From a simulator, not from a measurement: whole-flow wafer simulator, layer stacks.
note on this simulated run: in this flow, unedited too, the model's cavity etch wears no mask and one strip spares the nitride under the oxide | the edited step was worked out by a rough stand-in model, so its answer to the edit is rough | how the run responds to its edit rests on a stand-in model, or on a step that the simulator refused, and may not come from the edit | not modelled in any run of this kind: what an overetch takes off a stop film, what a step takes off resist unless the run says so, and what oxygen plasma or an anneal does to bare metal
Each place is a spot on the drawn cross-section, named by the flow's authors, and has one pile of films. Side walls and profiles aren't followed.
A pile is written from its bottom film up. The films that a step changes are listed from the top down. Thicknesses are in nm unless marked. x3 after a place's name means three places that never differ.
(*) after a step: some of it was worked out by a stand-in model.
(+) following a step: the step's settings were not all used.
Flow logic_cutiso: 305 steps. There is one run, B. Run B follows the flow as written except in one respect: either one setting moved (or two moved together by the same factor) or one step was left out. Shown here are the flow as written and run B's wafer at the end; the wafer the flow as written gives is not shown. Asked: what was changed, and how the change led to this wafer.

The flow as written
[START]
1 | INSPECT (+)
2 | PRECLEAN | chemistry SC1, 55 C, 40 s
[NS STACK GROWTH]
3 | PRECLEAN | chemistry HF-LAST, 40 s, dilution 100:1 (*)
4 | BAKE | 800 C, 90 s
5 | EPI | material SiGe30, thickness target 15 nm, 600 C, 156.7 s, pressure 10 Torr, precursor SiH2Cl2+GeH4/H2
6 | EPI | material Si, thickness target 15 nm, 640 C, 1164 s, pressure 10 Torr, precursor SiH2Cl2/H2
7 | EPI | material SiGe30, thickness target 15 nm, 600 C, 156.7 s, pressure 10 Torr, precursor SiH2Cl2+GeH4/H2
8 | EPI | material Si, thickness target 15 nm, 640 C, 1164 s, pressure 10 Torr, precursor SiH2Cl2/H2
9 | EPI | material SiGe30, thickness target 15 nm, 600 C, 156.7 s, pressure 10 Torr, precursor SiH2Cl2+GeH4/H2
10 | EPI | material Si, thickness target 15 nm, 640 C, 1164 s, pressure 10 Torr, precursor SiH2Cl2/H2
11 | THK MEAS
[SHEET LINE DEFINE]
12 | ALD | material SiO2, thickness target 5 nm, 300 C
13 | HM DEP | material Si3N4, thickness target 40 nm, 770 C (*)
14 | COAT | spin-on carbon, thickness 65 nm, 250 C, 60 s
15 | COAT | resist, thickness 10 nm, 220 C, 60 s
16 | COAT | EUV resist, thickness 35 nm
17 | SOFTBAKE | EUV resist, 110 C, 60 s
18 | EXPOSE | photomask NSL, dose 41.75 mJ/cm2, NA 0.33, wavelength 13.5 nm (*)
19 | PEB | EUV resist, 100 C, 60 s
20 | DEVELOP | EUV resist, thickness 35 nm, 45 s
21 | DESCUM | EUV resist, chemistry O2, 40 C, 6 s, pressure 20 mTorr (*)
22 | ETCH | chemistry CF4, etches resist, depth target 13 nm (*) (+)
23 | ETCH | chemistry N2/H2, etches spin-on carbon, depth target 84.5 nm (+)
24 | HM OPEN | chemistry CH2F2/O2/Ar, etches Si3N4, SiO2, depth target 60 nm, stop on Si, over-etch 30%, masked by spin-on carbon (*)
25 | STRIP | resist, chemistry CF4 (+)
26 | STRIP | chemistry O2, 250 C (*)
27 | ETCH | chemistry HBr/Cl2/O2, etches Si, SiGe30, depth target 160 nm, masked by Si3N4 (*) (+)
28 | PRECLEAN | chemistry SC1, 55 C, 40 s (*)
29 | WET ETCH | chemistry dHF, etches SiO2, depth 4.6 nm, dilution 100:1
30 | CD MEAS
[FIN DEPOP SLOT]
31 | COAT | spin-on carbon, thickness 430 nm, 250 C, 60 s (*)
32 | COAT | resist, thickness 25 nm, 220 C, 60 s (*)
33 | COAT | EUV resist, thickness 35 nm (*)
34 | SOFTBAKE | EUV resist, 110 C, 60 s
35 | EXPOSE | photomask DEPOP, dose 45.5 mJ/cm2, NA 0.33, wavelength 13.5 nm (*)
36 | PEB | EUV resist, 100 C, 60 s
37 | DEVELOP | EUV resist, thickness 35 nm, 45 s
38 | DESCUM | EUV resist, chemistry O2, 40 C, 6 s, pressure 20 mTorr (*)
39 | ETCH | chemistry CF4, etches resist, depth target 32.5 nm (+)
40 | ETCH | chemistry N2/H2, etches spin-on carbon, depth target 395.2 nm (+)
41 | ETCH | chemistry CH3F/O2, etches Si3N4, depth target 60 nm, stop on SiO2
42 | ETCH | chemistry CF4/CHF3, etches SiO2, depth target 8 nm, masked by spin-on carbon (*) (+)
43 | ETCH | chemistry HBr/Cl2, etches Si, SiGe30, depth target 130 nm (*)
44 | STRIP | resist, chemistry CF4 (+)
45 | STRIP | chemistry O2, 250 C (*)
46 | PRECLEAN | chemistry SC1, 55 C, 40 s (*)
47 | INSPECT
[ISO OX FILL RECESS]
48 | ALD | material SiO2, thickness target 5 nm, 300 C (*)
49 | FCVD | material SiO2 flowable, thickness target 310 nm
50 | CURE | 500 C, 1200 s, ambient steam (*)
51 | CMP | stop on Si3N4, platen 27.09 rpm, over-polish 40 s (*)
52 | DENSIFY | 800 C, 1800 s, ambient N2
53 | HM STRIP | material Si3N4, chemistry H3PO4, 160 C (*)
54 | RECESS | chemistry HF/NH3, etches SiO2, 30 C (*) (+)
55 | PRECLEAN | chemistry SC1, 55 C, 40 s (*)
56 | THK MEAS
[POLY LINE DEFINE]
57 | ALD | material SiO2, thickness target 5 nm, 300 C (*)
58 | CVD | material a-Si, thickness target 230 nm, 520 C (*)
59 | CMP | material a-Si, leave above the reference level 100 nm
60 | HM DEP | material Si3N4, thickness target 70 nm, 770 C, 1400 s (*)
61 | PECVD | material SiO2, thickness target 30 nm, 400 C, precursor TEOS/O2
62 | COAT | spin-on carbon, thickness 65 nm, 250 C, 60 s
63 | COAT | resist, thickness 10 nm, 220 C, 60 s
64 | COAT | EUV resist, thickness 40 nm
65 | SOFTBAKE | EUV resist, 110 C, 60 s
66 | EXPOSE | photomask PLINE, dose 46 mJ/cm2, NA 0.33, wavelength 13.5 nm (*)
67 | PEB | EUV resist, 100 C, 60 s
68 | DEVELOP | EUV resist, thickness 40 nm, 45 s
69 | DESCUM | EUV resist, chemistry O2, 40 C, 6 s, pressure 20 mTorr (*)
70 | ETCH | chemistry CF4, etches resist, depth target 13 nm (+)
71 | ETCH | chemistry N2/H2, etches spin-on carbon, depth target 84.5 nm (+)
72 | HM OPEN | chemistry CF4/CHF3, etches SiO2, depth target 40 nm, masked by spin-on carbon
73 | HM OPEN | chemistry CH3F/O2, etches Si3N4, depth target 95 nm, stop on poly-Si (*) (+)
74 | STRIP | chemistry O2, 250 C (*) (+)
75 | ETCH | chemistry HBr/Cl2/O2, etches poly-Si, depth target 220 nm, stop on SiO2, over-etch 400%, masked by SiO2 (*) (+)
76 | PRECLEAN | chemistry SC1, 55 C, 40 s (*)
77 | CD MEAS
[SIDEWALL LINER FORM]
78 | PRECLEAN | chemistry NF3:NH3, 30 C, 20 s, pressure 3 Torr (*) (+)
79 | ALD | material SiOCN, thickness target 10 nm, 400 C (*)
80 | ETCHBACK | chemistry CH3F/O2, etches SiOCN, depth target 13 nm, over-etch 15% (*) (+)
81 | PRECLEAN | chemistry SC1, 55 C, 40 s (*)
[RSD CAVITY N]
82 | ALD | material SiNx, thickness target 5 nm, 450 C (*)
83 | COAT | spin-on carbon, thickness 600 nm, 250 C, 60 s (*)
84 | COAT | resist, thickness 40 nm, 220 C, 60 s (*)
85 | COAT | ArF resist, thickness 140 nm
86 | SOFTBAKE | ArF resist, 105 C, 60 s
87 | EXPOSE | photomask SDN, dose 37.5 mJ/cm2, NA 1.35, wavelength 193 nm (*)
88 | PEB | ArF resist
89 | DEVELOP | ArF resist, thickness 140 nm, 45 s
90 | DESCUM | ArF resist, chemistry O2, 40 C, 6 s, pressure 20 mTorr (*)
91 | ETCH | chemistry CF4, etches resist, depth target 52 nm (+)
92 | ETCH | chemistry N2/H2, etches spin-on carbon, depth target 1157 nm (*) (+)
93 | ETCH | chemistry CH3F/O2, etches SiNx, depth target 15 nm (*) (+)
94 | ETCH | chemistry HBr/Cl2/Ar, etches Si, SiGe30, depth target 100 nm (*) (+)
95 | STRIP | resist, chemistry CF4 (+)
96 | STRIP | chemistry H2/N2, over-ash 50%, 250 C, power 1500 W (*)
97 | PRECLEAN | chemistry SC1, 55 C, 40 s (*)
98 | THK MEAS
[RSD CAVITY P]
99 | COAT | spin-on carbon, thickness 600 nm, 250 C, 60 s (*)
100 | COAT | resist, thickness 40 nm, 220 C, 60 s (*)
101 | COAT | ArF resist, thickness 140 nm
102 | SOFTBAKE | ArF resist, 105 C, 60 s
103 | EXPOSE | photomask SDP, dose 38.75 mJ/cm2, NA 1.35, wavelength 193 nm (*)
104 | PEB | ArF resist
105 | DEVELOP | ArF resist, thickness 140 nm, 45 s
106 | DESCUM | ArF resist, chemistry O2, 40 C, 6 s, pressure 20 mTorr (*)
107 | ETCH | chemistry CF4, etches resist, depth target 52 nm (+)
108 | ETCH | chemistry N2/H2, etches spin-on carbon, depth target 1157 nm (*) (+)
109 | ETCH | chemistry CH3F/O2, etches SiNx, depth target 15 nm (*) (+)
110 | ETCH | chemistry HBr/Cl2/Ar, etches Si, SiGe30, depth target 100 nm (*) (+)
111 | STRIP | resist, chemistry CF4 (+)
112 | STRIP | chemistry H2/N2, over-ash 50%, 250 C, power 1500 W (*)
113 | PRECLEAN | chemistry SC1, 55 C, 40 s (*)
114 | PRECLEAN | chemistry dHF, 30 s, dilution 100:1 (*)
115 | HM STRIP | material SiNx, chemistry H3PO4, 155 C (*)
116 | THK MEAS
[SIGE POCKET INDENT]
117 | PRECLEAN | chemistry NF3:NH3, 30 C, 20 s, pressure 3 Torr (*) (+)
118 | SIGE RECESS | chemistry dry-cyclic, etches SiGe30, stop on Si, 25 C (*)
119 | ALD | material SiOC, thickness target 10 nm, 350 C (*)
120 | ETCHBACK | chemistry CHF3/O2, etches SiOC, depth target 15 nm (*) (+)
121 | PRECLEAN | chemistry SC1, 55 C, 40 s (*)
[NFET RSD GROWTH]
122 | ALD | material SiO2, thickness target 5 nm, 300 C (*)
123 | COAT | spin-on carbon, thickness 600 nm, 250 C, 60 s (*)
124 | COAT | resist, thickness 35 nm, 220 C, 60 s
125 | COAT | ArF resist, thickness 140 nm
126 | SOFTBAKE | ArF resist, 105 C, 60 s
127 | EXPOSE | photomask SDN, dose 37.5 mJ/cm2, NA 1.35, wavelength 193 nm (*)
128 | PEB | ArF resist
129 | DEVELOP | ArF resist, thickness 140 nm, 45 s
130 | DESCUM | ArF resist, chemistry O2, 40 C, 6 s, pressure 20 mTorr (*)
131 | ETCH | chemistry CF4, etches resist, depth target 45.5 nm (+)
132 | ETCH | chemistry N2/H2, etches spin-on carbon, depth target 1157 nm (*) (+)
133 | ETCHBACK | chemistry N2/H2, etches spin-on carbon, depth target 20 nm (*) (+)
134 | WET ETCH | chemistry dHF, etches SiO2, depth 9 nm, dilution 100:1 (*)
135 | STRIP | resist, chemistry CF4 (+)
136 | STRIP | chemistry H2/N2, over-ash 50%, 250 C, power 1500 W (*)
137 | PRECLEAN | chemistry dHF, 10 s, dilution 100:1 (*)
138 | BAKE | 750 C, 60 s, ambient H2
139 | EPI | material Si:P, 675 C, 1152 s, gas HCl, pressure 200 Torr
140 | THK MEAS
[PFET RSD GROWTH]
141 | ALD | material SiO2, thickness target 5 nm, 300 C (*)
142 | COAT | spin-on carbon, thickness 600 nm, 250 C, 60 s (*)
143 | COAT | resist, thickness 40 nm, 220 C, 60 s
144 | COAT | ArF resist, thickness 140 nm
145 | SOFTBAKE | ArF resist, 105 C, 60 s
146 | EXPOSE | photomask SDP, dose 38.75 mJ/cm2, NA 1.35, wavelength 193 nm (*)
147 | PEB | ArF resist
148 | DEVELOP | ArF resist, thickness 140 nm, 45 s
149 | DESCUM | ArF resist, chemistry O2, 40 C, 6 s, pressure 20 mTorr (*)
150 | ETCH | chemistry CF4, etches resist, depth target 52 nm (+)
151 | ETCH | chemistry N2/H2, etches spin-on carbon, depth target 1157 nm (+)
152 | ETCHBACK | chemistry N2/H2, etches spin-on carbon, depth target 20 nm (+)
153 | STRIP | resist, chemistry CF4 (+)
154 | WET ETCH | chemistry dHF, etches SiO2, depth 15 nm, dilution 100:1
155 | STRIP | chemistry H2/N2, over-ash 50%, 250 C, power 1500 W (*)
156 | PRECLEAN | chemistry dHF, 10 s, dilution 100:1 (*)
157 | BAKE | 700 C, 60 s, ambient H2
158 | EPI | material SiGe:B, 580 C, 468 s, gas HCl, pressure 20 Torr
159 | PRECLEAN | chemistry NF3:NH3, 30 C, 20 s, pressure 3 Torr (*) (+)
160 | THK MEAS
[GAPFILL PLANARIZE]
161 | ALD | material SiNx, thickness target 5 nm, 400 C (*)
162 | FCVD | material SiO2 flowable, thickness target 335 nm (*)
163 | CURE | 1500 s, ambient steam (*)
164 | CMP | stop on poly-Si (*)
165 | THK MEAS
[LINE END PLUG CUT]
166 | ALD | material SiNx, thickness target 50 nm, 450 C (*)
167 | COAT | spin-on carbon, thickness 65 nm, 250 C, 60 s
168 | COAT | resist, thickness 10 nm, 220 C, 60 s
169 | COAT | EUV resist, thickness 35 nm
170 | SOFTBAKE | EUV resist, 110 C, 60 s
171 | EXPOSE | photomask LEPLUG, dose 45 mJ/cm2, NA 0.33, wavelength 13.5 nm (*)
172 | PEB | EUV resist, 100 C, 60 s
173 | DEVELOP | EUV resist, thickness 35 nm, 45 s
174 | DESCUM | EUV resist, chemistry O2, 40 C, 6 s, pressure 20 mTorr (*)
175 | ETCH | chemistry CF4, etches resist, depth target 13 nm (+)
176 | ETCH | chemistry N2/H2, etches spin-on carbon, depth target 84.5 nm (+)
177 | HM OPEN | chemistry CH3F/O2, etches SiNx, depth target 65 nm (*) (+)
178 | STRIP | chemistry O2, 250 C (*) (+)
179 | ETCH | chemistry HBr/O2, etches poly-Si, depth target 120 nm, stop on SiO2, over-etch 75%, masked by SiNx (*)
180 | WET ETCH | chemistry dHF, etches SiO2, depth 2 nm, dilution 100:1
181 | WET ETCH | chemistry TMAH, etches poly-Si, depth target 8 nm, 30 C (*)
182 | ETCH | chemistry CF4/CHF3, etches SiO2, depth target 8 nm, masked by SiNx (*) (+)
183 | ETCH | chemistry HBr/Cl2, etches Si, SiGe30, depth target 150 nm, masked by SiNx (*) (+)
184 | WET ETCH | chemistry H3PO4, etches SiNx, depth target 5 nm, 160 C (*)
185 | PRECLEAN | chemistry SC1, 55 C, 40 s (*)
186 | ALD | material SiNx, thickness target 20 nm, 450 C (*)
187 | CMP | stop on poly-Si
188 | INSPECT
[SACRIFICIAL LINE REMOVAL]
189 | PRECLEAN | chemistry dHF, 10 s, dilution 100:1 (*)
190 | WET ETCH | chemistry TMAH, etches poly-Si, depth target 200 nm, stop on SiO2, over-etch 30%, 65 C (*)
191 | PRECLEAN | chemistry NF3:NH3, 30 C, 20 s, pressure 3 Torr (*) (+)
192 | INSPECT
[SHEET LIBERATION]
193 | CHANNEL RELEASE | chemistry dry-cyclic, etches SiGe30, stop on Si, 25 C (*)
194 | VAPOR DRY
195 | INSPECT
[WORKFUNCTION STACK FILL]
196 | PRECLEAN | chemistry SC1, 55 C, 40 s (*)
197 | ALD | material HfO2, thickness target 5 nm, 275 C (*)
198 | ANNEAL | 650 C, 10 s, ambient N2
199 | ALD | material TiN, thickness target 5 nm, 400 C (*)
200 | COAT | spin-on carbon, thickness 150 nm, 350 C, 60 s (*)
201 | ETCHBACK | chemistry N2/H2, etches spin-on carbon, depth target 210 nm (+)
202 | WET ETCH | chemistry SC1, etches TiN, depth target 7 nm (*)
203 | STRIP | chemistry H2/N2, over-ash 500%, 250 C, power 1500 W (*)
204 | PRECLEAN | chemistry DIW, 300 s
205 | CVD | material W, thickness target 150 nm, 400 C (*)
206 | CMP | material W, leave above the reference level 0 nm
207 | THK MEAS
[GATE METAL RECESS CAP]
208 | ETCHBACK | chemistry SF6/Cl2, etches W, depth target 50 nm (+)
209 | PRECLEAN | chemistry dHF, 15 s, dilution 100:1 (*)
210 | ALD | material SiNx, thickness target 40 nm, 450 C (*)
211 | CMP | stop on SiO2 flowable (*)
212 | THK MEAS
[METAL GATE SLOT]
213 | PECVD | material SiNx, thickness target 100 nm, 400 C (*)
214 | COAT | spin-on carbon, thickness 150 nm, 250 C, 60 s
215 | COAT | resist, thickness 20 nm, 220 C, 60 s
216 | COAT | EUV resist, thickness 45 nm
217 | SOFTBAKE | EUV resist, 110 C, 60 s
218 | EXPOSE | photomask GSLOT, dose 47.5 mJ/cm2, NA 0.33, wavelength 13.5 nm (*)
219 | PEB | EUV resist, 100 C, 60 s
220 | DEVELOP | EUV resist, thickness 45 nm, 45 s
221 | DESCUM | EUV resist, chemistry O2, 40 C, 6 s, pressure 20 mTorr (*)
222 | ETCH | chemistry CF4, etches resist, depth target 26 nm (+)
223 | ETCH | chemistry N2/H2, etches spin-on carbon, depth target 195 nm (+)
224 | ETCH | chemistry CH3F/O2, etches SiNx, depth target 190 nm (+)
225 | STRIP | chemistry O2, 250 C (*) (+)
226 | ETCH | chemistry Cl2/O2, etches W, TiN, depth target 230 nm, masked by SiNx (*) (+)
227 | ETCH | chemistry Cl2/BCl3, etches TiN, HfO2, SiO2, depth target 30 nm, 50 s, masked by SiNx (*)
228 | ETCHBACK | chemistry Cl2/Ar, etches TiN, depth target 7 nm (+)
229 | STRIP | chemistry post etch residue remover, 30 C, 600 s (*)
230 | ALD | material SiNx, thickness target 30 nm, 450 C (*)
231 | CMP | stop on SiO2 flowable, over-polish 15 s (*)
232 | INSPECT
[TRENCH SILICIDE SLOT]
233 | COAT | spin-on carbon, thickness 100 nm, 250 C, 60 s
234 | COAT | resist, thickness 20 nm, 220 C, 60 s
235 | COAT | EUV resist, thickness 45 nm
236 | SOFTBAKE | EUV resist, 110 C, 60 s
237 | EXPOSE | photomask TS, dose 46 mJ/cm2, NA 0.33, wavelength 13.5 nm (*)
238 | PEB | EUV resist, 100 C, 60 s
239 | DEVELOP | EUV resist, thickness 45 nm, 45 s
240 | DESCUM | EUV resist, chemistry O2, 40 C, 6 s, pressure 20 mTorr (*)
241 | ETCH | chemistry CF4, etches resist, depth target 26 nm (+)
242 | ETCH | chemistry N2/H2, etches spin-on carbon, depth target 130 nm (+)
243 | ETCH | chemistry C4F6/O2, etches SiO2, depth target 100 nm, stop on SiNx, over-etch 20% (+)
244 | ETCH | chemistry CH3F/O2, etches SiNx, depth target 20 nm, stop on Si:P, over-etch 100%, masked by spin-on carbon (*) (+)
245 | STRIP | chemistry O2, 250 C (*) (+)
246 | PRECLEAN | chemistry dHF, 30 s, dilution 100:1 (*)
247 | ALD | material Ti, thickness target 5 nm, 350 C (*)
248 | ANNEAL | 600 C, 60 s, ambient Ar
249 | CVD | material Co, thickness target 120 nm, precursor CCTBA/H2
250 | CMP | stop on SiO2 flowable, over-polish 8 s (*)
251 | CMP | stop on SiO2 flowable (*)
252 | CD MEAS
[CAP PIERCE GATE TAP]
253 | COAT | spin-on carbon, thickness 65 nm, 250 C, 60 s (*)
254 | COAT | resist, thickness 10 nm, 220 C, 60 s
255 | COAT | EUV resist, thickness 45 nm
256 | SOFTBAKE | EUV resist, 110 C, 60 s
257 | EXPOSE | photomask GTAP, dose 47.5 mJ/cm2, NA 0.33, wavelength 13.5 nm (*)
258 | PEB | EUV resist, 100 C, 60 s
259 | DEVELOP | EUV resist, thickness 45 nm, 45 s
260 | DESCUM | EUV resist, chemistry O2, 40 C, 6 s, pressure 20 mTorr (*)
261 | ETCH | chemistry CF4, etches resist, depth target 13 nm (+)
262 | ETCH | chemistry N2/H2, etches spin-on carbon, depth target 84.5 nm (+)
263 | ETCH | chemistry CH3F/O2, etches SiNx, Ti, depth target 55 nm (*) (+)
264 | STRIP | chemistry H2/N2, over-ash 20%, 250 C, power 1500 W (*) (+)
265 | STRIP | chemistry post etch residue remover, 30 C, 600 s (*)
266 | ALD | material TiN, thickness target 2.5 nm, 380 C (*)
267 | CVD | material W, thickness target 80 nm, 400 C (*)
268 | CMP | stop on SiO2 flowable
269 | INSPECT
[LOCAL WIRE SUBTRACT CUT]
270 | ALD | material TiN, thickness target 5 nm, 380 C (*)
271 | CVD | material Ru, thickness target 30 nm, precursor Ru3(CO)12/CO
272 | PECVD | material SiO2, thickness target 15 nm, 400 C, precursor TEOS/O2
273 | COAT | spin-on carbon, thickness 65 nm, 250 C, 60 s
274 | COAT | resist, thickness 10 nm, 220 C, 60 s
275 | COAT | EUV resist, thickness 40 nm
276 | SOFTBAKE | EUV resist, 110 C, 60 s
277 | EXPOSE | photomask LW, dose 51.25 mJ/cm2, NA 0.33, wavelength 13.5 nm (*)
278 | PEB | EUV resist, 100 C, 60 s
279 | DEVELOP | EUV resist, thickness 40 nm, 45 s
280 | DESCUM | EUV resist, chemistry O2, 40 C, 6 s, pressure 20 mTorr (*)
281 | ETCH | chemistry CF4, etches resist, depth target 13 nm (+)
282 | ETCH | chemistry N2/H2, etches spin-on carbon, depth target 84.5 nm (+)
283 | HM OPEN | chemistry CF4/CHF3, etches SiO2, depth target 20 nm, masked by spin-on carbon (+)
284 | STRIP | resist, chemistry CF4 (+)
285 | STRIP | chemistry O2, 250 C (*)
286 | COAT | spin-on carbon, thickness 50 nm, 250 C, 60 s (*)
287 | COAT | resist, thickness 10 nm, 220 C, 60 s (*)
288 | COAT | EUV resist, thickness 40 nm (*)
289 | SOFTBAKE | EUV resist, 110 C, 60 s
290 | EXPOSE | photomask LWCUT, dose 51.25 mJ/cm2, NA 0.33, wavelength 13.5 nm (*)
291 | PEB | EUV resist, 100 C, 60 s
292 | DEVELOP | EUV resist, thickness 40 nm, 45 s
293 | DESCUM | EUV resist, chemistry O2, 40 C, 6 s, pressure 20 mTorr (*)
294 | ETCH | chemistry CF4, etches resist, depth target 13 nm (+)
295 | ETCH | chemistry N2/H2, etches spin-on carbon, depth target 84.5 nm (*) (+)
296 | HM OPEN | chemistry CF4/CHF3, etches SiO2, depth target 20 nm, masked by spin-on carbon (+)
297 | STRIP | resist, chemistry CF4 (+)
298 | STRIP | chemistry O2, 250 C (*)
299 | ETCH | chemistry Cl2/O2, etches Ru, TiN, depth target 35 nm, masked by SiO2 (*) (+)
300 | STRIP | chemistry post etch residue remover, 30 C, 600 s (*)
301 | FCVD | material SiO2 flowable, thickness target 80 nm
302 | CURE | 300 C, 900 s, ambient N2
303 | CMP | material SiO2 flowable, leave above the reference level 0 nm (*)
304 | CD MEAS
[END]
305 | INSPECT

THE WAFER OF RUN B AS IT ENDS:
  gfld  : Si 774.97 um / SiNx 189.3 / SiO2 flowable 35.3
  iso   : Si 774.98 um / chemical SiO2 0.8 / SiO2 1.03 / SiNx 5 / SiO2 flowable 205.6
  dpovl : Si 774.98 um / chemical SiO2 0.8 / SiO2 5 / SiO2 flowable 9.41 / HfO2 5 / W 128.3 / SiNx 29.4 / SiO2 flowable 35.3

Cause: step 27, ETCH: depth target 104 nm was run, while the flow as written has depth target 160 nm.

How this came from the change, step by step:
  27 | ETCH | chemistry HBr/Cl2/O2, etches Si, SiGe30, depth target 160 nm, masked by Si3N4 (*) (+)
      depop, gl, glp and 12 more: Si3N4 loses 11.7 (it would be, as written: Si3N4 loses 16.8)
      gfld, gxf, iso, lnri: chemical SiO2 loses 0.79 (all of it), Si loses 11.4 (all of it), SiGe30 loses 15 (all of it), Si loses 15 (all of it), SiGe30 loses 15 (all of it), Si loses 15 (all of it), SiGe30 loses 15 (all of it), Si loses 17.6 (it would be, as written: chemical SiO2 loses 0.79 (all of it), Si loses 11.4 (all of it), SiGe30 loses 15 (all of it), Si loses 15 (all of it), SiGe30 loses 15 (all of it), Si loses 15 (all of it), SiGe30 loses 15 (all of it), Si loses 73.6)
      (also at 3 further places)
  31 | COAT | spin-on carbon, thickness 430 nm, 250 C, 60 s (*)
      depop, ns: spin-on carbon gains 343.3 (new film) (it would be, as written: spin-on carbon gains 312 (new film))
      dpovl, nsgap: spin-on carbon gains 484.1 (new film) (it would be, as written: spin-on carbon gains 503.7 (new film))
      (also at 18 further places)
  40 | ETCH | chemistry N2/H2, etches spin-on carbon, depth target 395.2 nm (+)
      depop: spin-on carbon loses 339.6 (all of it), Si3N4 loses 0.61 (it would be, as written: spin-on carbon loses 308.2 (all of it), Si3N4 loses 0.95)
  41 | ETCH | chemistry CH3F/O2, etches Si3N4, depth target 60 nm, stop on SiO2
      gfld, gl, glp and 17 more: resist loses 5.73 (it would be, as written: resist loses 4.65)
      depop: Si3N4 loses 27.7 (all of it), SiO2 loses 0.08 (it would be, as written: Si3N4 loses 22.2 (all of it), SiO2 loses 0.08)
      (also at 1 further place)
  42 | ETCH | chemistry CF4/CHF3, etches SiO2, depth target 8 nm, masked by spin-on carbon (*) (+)
      gfld: resist loses 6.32 (all of it), spin-on carbon loses 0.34 (it would be, as written: resist loses 7.38)
      gxf: resist loses 6.08 (all of it), spin-on carbon loses 0.42 (it would be, as written: resist loses 7.42 (all of it))
      (also at 18 further places)
  45 | STRIP | chemistry O2, 250 C (*)
      gfld, lnri: chemical SiO2 gains 0.81 (new film), spin-on carbon loses 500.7 (all of it), Si loses 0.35 (it would be, as written: chemical SiO2 gains 0.82 (new film), spin-on carbon loses 538.7 (all of it), Si loses 0.36)
      glp, tap: spin-on carbon loses 360.6 (all of it) (it would be, as written: spin-on carbon loses 347.6 (all of it))
      (also at 17 further places)
  49 | FCVD | material SiO2 flowable, thickness target 310 nm
      gl, glp, gxn and 10 more: SiO2 flowable gains 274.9 (new film) (it would be, as written: SiO2 flowable gains 262.2 (new film))
      gfld, gxf, iso, lnri: SiO2 flowable gains 415.6 (new film) (it would be, as written: SiO2 flowable gains 453.9 (new film))
      (also at 5 further places)
  50 | CURE | 500 C, 1200 s, ambient steam (*)
      depop: SiO2 flowable loses 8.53 (it would be, as written: SiO2 flowable loses 7.92)
      dpovl: SiO2 flowable loses 8.52 (it would be, as written: SiO2 flowable loses 7.92)
      (also at 3 further places)
  51 | CMP | stop on Si3N4, platen 27.09 rpm, over-polish 40 s (*)
      lnrt, rsdn, tap: SiO2 flowable loses 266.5 (all of it), SiO2 loses 5 (all of it), Si3N4 loses 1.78 (it would be, as written: SiO2 flowable loses 254.2 (all of it), SiO2 loses 5 (all of it), Si3N4 loses 1.78)
      dpovl, isow: SiO2 flowable loses 225.1 (it would be, as written: SiO2 flowable loses 200.4)
      (also at 17 further places)
  52 | DENSIFY | 800 C, 1800 s, ambient N2
      gfld, gxf, iso, lnri: SiO2 flowable loses 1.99 (it would be, as written: SiO2 flowable loses 3.15)
      dpovl: SiO2 flowable loses 2.02 (it would be, as written: SiO2 flowable loses 2.82)
      (also at 1 further place)
  53 | HM STRIP | material Si3N4, chemistry H3PO4, 160 C (*)
      gl, glp, gxn and 11 more: Si3N4 loses 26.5 (all of it), SiO2 loses 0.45 (it would be, as written: Si3N4 loses 21.4 (all of it), SiO2 loses 0.36)
  54 | RECESS | chemistry HF/NH3, etches SiO2, 30 C (*) (+)
      gfld, gxf, iso, lnri: SiO2 flowable loses 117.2 (it would be, as written: SiO2 flowable loses 111.4)
      depop: SiO2 flowable loses 116.5 (it would be, as written: SiO2 flowable loses 111.9)
      (also at 3 further places)
  120 | ETCHBACK | chemistry CHF3/O2, etches SiOC, depth target 15 nm (*) (+)
      iso: SiOC loses 10 (all of it), SiO2 flowable loses 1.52 (all of it), SiO2 loses 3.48 (it would be, as written: SiOC loses 10 (all of it), SiO2 flowable loses 5)
  122 | ALD | material SiO2, thickness target 5 nm, 300 C (*)
      iso: SiO2 gains 5 (it would be, as written: SiO2 gains 5 (new film))
  159 | PRECLEAN | chemistry NF3:NH3, 30 C, 20 s, pressure 3 Torr (*) (+)
      iso: SiO2 loses 7.41 (it would be, as written: SiO2 loses 6.96 (all of it), SiO2 flowable loses 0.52)
  227 | ETCH | chemistry Cl2/BCl3, etches TiN, HfO2, SiO2, depth target 30 nm, 50 s, masked by SiNx (*)
      gfld: HfO2 loses 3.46 (all of it), SiO2 flowable loses 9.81 (all of it), SiO2 loses 5 (all of it), chemical SiO2 loses 0.8 (all of it), Si loses 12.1 (it would be, as written: HfO2 loses 3.46 (all of it), SiO2 flowable loses 26.5)
